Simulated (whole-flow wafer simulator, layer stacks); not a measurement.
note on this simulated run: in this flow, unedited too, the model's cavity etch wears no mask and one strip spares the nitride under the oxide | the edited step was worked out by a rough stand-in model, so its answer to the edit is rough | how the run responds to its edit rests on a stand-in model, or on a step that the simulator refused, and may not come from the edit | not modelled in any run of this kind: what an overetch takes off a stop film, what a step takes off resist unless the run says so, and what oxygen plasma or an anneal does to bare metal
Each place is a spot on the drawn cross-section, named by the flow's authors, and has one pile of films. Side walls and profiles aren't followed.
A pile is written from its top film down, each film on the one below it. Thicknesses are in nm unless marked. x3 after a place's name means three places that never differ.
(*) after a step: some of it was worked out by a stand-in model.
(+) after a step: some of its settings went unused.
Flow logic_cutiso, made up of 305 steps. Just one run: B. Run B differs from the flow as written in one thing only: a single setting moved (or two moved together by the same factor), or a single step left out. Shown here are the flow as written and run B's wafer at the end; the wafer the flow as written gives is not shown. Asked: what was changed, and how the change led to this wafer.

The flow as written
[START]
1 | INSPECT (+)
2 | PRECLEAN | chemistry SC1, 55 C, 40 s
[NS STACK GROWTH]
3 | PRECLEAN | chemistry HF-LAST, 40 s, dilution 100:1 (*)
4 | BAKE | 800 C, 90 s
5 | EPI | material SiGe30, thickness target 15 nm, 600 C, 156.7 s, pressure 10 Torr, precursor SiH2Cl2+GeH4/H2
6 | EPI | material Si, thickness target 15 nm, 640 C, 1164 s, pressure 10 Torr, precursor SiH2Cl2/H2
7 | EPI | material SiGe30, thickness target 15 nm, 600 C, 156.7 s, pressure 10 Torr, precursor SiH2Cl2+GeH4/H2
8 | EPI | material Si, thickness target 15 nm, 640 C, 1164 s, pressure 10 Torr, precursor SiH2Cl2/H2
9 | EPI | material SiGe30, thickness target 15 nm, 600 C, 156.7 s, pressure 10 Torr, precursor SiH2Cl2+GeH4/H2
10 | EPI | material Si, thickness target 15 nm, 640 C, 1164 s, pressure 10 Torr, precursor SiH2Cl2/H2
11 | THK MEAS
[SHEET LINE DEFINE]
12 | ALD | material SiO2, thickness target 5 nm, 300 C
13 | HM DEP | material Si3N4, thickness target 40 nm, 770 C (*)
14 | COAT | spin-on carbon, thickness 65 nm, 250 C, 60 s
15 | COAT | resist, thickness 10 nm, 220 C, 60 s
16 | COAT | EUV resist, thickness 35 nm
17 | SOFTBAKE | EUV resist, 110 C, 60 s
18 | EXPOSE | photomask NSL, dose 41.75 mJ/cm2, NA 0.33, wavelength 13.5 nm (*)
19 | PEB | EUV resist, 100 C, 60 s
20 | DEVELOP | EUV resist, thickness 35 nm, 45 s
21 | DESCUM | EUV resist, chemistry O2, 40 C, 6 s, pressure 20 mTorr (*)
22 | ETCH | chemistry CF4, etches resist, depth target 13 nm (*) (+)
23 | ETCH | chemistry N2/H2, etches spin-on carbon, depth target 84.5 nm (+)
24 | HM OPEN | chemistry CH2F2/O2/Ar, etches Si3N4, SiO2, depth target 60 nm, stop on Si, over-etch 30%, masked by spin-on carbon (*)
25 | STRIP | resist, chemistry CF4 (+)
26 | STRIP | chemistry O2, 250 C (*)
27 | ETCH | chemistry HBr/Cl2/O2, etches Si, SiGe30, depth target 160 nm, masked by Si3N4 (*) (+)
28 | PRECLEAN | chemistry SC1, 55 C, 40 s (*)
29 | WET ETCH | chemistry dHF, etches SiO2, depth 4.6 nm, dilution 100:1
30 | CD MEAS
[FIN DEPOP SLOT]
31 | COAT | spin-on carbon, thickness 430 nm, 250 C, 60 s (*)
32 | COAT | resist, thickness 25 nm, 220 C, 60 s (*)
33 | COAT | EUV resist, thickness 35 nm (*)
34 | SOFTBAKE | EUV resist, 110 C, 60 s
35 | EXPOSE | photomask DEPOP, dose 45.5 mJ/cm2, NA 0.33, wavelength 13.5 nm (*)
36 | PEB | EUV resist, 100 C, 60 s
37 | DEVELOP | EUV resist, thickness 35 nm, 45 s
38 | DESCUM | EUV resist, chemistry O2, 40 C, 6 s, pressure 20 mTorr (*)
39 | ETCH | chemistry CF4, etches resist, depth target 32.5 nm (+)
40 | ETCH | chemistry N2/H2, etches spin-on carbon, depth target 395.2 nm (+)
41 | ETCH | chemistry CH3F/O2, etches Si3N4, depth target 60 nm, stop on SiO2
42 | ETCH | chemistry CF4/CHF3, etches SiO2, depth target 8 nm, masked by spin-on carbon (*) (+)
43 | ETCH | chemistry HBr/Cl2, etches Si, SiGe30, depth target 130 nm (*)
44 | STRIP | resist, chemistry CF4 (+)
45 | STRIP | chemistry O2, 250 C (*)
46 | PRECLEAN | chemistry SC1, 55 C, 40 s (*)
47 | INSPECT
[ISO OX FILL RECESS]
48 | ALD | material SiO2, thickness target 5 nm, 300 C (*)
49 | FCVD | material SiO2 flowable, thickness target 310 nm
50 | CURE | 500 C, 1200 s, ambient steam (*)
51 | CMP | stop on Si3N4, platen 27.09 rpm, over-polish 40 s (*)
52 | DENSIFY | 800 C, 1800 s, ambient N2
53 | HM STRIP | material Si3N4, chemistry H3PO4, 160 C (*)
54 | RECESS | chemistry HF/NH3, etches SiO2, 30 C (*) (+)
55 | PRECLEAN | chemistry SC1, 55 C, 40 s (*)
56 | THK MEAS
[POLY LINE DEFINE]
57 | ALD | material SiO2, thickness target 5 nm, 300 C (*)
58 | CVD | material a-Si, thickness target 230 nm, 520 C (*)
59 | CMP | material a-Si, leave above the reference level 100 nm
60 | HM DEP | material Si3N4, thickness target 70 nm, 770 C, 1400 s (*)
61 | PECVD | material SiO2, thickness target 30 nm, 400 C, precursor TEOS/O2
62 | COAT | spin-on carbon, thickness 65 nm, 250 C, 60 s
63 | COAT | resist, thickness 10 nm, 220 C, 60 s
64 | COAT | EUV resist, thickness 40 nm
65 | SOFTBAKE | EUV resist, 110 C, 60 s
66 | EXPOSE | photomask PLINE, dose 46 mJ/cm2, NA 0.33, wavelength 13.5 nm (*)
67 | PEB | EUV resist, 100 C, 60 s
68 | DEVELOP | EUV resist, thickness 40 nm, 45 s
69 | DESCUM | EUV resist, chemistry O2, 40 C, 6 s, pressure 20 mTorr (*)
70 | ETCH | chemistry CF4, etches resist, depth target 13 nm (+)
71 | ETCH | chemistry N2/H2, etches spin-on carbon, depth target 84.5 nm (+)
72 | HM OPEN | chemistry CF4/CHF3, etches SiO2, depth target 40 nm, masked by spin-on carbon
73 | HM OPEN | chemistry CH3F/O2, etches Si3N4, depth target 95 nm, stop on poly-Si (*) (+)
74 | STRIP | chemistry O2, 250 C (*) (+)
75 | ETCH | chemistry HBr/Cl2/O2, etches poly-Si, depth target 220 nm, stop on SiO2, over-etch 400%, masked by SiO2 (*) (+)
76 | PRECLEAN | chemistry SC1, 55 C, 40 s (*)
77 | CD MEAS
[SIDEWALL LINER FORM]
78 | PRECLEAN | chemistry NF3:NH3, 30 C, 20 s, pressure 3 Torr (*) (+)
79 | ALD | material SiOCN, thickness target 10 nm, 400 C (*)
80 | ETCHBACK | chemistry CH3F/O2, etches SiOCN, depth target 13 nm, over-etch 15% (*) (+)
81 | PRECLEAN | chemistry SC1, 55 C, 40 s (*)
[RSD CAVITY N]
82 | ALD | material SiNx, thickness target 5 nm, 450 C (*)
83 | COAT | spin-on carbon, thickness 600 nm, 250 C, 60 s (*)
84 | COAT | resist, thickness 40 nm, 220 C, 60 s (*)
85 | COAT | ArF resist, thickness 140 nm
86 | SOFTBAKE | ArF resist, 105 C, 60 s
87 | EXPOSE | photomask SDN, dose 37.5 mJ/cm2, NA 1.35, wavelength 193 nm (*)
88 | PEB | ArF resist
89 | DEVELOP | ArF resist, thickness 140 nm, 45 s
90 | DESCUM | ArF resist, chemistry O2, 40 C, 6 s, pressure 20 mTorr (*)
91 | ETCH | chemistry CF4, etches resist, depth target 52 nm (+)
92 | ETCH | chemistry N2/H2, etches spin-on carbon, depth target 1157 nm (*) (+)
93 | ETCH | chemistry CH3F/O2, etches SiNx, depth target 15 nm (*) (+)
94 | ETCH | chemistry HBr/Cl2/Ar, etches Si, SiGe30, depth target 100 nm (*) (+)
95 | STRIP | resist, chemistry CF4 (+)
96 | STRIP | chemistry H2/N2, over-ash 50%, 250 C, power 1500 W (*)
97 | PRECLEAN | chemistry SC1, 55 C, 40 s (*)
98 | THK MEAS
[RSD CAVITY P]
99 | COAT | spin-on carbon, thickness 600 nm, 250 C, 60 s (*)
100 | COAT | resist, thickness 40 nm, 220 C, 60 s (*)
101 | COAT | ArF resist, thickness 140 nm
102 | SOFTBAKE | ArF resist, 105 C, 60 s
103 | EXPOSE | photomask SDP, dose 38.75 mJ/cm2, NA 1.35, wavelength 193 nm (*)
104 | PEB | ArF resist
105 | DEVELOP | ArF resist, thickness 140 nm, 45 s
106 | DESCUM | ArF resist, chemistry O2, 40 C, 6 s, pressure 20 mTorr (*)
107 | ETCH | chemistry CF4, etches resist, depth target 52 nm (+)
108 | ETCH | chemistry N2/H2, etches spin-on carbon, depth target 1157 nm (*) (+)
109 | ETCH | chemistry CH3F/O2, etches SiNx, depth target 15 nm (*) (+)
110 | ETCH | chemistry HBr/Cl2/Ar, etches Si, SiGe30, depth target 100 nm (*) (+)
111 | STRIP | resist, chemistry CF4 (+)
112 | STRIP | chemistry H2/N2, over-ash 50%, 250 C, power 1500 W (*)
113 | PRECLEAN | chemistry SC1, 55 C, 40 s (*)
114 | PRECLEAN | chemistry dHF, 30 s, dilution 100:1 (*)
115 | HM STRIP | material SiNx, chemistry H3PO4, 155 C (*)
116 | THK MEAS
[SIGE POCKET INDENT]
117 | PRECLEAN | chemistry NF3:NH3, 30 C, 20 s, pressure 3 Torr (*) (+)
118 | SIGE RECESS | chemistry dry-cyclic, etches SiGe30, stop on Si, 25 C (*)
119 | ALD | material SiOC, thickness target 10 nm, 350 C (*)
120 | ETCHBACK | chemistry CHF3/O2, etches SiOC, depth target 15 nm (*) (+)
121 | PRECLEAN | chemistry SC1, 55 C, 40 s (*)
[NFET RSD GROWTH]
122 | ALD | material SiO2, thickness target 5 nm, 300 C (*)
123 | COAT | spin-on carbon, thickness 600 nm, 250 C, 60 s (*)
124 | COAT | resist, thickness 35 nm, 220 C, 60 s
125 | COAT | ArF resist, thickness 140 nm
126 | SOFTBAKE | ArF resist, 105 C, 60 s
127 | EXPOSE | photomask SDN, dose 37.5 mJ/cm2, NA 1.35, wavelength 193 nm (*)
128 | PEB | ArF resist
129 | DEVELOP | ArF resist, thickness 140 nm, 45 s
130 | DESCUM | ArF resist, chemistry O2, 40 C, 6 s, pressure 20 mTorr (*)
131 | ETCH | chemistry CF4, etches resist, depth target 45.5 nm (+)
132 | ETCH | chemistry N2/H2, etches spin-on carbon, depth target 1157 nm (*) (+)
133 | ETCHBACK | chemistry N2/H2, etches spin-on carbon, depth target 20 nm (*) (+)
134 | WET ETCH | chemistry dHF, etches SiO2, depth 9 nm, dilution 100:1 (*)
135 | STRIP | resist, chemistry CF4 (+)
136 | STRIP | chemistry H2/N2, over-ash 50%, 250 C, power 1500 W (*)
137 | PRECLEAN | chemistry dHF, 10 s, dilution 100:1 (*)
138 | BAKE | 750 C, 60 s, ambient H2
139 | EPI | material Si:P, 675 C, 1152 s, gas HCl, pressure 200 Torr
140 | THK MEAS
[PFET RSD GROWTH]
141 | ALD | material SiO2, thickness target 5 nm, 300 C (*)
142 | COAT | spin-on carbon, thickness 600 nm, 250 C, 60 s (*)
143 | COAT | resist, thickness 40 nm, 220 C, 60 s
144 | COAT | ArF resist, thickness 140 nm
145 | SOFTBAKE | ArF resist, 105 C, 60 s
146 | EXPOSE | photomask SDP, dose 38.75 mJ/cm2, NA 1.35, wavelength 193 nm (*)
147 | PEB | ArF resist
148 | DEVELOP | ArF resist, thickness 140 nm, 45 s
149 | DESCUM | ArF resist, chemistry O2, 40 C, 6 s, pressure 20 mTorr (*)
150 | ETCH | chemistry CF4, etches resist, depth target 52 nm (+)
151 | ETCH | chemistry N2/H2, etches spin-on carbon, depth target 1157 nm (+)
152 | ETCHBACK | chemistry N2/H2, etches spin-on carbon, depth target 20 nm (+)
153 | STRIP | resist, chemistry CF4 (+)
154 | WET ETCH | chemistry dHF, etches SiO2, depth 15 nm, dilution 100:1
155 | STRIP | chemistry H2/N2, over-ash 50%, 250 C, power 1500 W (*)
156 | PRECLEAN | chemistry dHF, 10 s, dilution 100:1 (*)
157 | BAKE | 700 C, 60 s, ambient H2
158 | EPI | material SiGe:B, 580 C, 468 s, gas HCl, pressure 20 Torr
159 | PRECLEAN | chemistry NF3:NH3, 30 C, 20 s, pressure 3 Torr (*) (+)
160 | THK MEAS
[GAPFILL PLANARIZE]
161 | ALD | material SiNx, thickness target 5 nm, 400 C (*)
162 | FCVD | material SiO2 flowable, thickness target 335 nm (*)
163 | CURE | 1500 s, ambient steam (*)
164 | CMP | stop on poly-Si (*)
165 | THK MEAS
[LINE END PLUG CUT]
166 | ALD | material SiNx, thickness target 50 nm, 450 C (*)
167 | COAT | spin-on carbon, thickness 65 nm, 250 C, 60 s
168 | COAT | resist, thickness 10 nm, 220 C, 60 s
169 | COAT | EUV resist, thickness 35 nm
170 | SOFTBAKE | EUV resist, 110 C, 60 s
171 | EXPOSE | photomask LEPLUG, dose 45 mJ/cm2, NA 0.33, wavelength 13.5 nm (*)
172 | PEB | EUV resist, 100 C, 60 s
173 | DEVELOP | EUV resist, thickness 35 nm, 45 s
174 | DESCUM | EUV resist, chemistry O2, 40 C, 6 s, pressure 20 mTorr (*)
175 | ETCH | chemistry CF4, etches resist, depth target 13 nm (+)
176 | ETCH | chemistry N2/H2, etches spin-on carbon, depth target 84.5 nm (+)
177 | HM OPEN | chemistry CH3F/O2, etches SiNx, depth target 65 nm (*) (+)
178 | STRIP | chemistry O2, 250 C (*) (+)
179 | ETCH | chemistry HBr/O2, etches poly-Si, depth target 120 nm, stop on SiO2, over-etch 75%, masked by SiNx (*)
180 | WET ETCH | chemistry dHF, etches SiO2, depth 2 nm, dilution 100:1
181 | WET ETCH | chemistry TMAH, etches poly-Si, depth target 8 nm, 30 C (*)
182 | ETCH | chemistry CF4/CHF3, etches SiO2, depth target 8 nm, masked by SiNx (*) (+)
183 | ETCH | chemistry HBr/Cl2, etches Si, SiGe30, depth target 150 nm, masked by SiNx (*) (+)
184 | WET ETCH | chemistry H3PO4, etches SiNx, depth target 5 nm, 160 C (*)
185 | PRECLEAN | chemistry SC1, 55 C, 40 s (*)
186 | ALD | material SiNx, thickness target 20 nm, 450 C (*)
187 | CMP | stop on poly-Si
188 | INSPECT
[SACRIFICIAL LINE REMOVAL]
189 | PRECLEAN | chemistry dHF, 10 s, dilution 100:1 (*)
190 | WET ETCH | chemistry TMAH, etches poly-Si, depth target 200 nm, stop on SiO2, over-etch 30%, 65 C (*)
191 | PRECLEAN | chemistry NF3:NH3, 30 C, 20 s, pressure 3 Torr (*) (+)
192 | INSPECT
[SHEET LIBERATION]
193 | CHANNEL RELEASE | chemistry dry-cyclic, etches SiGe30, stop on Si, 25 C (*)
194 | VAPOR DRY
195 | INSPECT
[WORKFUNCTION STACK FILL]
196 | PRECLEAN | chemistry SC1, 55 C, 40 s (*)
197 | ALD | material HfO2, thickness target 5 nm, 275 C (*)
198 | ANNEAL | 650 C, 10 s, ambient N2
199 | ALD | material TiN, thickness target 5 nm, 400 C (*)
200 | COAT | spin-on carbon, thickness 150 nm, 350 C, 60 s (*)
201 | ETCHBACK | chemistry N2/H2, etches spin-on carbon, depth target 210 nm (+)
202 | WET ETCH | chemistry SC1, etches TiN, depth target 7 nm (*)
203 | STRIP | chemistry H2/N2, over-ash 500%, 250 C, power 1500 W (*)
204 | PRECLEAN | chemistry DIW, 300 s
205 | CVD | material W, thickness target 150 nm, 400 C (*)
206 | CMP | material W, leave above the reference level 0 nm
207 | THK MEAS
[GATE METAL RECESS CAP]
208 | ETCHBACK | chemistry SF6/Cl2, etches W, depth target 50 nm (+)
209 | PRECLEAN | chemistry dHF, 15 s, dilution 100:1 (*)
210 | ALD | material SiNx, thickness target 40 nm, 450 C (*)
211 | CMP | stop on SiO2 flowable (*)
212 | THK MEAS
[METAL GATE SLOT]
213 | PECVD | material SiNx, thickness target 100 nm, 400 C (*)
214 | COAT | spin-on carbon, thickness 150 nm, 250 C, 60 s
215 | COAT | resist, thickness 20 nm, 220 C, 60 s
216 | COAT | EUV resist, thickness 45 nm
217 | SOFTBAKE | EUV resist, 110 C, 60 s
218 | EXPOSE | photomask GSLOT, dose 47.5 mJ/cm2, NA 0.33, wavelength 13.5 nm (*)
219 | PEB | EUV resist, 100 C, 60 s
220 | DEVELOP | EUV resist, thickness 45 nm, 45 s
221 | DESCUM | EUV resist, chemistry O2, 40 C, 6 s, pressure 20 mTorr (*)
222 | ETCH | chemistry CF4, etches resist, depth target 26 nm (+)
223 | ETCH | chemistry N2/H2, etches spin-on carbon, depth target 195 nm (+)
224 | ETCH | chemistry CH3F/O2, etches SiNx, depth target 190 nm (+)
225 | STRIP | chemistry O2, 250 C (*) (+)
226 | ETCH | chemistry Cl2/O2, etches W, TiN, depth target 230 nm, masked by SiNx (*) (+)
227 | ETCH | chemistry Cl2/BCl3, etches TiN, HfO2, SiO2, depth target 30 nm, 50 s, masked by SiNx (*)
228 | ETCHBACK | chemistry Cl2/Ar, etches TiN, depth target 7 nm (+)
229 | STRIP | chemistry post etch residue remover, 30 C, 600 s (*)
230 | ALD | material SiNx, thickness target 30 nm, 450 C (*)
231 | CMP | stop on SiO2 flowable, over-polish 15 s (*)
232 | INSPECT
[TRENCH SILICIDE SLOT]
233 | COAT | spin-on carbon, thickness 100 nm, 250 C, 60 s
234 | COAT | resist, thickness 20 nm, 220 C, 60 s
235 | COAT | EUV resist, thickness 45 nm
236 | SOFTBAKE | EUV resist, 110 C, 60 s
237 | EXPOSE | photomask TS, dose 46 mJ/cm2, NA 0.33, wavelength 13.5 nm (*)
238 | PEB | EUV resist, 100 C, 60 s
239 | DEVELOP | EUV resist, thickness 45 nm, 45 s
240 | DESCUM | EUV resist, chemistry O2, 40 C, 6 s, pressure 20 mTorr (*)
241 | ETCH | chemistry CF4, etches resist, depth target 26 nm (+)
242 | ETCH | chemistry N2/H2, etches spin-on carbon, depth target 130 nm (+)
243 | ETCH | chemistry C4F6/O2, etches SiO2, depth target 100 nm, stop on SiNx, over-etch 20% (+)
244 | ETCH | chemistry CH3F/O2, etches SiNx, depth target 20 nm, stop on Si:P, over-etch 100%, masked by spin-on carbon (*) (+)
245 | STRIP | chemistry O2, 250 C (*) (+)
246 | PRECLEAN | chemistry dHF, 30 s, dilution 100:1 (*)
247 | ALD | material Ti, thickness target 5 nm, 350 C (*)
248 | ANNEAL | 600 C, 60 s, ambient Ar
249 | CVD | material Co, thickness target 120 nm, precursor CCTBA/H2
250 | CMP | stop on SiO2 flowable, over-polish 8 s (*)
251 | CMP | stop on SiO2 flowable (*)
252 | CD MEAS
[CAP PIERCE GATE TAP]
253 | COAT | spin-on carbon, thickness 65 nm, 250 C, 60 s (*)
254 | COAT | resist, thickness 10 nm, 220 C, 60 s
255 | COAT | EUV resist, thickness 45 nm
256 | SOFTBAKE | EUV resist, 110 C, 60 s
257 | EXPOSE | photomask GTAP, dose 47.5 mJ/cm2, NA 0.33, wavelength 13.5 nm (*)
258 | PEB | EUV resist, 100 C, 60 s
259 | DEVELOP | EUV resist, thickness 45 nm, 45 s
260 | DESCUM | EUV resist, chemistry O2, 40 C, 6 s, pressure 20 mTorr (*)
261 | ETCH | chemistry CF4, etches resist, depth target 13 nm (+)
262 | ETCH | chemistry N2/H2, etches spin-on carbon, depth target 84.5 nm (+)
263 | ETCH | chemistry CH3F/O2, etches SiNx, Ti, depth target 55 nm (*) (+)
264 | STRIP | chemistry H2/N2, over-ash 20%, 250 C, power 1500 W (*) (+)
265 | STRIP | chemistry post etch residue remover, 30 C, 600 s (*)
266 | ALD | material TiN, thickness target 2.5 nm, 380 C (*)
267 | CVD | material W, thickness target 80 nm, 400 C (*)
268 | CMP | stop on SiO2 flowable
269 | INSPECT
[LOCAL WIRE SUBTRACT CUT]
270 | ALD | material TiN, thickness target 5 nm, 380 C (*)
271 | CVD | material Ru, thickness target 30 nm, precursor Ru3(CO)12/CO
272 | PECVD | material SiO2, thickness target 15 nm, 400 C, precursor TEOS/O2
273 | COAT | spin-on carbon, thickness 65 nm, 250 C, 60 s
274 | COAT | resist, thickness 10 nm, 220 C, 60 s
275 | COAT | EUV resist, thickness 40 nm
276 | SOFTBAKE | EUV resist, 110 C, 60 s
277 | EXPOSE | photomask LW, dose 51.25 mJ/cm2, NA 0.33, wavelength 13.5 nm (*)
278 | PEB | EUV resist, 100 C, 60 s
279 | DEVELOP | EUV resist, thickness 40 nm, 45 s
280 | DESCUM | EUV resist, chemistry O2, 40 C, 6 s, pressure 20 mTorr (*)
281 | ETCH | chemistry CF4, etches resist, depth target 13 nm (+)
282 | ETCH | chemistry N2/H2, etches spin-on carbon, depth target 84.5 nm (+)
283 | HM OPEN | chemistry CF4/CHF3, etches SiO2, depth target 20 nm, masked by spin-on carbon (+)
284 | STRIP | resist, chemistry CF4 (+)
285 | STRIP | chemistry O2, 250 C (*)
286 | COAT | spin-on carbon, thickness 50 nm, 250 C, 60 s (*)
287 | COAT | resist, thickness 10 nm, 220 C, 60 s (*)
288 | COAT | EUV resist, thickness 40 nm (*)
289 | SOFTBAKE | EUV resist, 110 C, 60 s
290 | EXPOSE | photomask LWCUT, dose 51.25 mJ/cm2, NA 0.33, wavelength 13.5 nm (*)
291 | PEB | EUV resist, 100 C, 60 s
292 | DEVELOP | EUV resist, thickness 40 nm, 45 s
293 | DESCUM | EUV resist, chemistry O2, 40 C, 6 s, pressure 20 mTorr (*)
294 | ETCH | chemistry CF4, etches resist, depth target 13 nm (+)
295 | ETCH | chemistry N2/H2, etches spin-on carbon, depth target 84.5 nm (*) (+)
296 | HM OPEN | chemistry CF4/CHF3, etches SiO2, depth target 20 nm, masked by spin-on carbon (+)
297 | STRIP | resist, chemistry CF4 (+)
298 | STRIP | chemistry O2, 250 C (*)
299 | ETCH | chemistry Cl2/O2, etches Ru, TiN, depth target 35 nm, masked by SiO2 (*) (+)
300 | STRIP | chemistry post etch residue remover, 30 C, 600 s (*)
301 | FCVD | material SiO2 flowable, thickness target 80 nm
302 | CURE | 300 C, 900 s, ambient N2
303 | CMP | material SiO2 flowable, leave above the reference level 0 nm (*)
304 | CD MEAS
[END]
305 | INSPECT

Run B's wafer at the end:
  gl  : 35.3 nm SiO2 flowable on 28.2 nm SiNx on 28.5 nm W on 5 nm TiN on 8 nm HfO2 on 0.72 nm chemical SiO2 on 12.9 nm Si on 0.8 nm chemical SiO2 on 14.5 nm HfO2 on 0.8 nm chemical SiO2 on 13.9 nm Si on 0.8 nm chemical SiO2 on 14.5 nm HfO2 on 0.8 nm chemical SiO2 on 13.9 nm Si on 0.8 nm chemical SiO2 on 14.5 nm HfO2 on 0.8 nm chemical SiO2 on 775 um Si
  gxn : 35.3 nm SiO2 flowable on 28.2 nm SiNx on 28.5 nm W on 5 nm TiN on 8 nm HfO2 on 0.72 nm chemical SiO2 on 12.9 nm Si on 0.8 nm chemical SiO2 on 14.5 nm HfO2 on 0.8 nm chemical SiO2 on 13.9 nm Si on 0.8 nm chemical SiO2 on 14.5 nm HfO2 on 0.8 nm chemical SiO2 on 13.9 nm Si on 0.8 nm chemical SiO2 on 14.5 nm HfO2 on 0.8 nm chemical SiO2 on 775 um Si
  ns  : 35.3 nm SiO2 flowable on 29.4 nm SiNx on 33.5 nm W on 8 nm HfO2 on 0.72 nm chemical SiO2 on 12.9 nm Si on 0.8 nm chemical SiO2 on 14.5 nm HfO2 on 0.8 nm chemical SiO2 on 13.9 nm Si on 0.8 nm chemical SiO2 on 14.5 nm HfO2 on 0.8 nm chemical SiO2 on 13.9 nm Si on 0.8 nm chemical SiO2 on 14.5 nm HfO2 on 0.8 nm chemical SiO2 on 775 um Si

The reason: step 197, ALD: thickness target 8 nm was run, though the flow has thickness target 5 nm.

The path from the change to this, step by step:
  197 | ALD | material HfO2, thickness target 5 nm, 275 C (*)
      gl, glp, gxn, gxp, ns, tap: HfO2 gains 8 (new film), HfO2 gains 14.5 (new film), cavity loses 14.5 (all of it), HfO2 gains 14.5 (new film), cavity loses 14.5 (all of it), HfO2 gains 14.5 (new film), cavity loses 14.5 (all of it) (it would be, as written: HfO2 gains 5 (new film), HfO2 gains 5 (new film), cavity loses 10, HfO2 gains 5 (new film), HfO2 gains 5 (new film), cavity loses 10, HfO2 gains 5 (new film), HfO2 gains 5 (new film), cavity loses 10, HfO2 gains 5 (new film))
      depop, dpovl, gfld and 12 more: HfO2 gains 8 (new film) (it would be, as written: HfO2 gains 5 (new film))
      (as well as at 1 more place)
  199 | ALD | material TiN, thickness target 5 nm, 400 C (*)
      gl, glp, tap: TiN gains 5 (new film) (it would be, as written: TiN gains 5.26 (new film), TiN gains 4.49 (new film), cavity loses 4.49 (all of it), TiN gains 4.49 (new film), cavity loses 4.49 (all of it), TiN gains 4.49 (new film), cavity loses 4.49 (all of it))
      gxn, gxp, ns: TiN gains 5 (new film) (it would be, as written: TiN gains 5 (new film), TiN gains 4.49 (new film), cavity loses 4.49 (all of it), TiN gains 4.49 (new film), cavity loses 4.49 (all of it), TiN gains 4.49 (new film), cavity loses 4.49 (all of it))
      (as well as at 2 more places)
  200 | COAT | spin-on carbon, thickness 150 nm, 350 C, 60 s (*)
      gl, glp: spin-on carbon gains 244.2 (new film) (it would be, as written: spin-on carbon gains 236.9 (new film))
      gxn, gxp: spin-on carbon gains 244.1 (new film) (it would be, as written: spin-on carbon gains 236.9 (new film))
      (as well as at 18 more places)
  201 | ETCHBACK | chemistry N2/H2, etches spin-on carbon, depth target 210 nm (+)
      lnr, lnrp: spin-on carbon loses 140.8 (all of it) (it would be, as written: spin-on carbon loses 133.9 (all of it))
      rsdn, rsdw: spin-on carbon loses 152.8 (all of it) (it would be, as written: spin-on carbon loses 145.8 (all of it))
      (as well as at 11 more places)
  203 | STRIP | chemistry H2/N2, over-ash 500%, 250 C, power 1500 W (*)
      gl, glp: spin-on carbon loses 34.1 (all of it) (it would be, as written: spin-on carbon loses 26.7 (all of it))
      gxn, gxp: spin-on carbon loses 34 (all of it) (it would be, as written: spin-on carbon loses 26.8 (all of it))
      (as well as at 3 more places)
  205 | CVD | material W, thickness target 150 nm, 400 C (*)
      gxf: W gains 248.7 (new film) (it would be, as written: W gains 337.8 (new film))
  206 | CMP | material W, leave above the reference level 0 nm
      lnr, lnri, lnrp, lnrt: W loses 150 (all of it), HfO2 loses 8 (all of it), SiOCN loses 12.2 (it would be, as written: W loses 150 (all of it), HfO2 loses 5 (all of it), SiOCN loses 12.2)
      rsdn, rsdp, rsdw, rsdx: W loses 162.2 (all of it), HfO2 loses 8 (all of it) (it would be, as written: W loses 162.2 (all of it), HfO2 loses 5 (all of it))
      (as well as at 2 more places)
  226 | ETCH | chemistry Cl2/O2, etches W, TiN, depth target 230 nm, masked by SiNx (*) (+)
      depop, dpovl, gl and 18 more: SiNx loses 30 (it would be, as written: SiNx loses 30.8)
      gfld: W loses 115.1 (all of it), TiN loses 5 (all of it), HfO2 loses 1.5 (it would be, as written: W loses 115.4 (all of it), TiN loses 7.64 (all of it), HfO2 loses 1.54)
  227 | ETCH | chemistry Cl2/BCl3, etches TiN, HfO2, SiO2, depth target 30 nm, 50 s, masked by SiNx (*)
      gfld: HfO2 loses 6.5 (all of it), SiO2 flowable loses 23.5 (it would be, as written: HfO2 loses 3.46 (all of it), SiO2 flowable loses 26.5)
If metal films that touch count as one body, gl has 1 body; the flow as written gives 4 bodies (between them, from the top down: HfO2 5 / chemical SiO2 0.72 / Si 12.9 / chemical SiO2 0.8 / HfO2 5; HfO2 5 / chemical SiO2 0.8 / Si 13.9 / chemical SiO2 0.8 / HfO2 5; HfO2 5 / chemical SiO2 0.8 / Si 13.9 / chemical SiO2 0.8 / HfO2 5).
If metal films that touch count as one body, gxn has 1 body; the flow as written gives 4 bodies (between them, from the top down: HfO2 5 / chemical SiO2 0.72 / Si 12.9 / chemical SiO2 0.8 / HfO2 5; HfO2 5 / chemical SiO2 0.8 / Si 13.9 / chemical SiO2 0.8 / HfO2 5; HfO2 5 / chemical SiO2 0.8 / Si 13.9 / chemical SiO2 0.8 / HfO2 5).
If metal films that touch count as one body, ns has 1 body; the flow as written gives 4 bodies (between them, from the top down: HfO2 5 / chemical SiO2 0.72 / Si 12.9 / chemical SiO2 0.8 / HfO2 5; HfO2 5 / chemical SiO2 0.8 / Si 13.9 / chemical SiO2 0.8 / HfO2 5; HfO2 5 / chemical SiO2 0.8 / Si 13.9 / chemical SiO2 0.8 / HfO2 5).
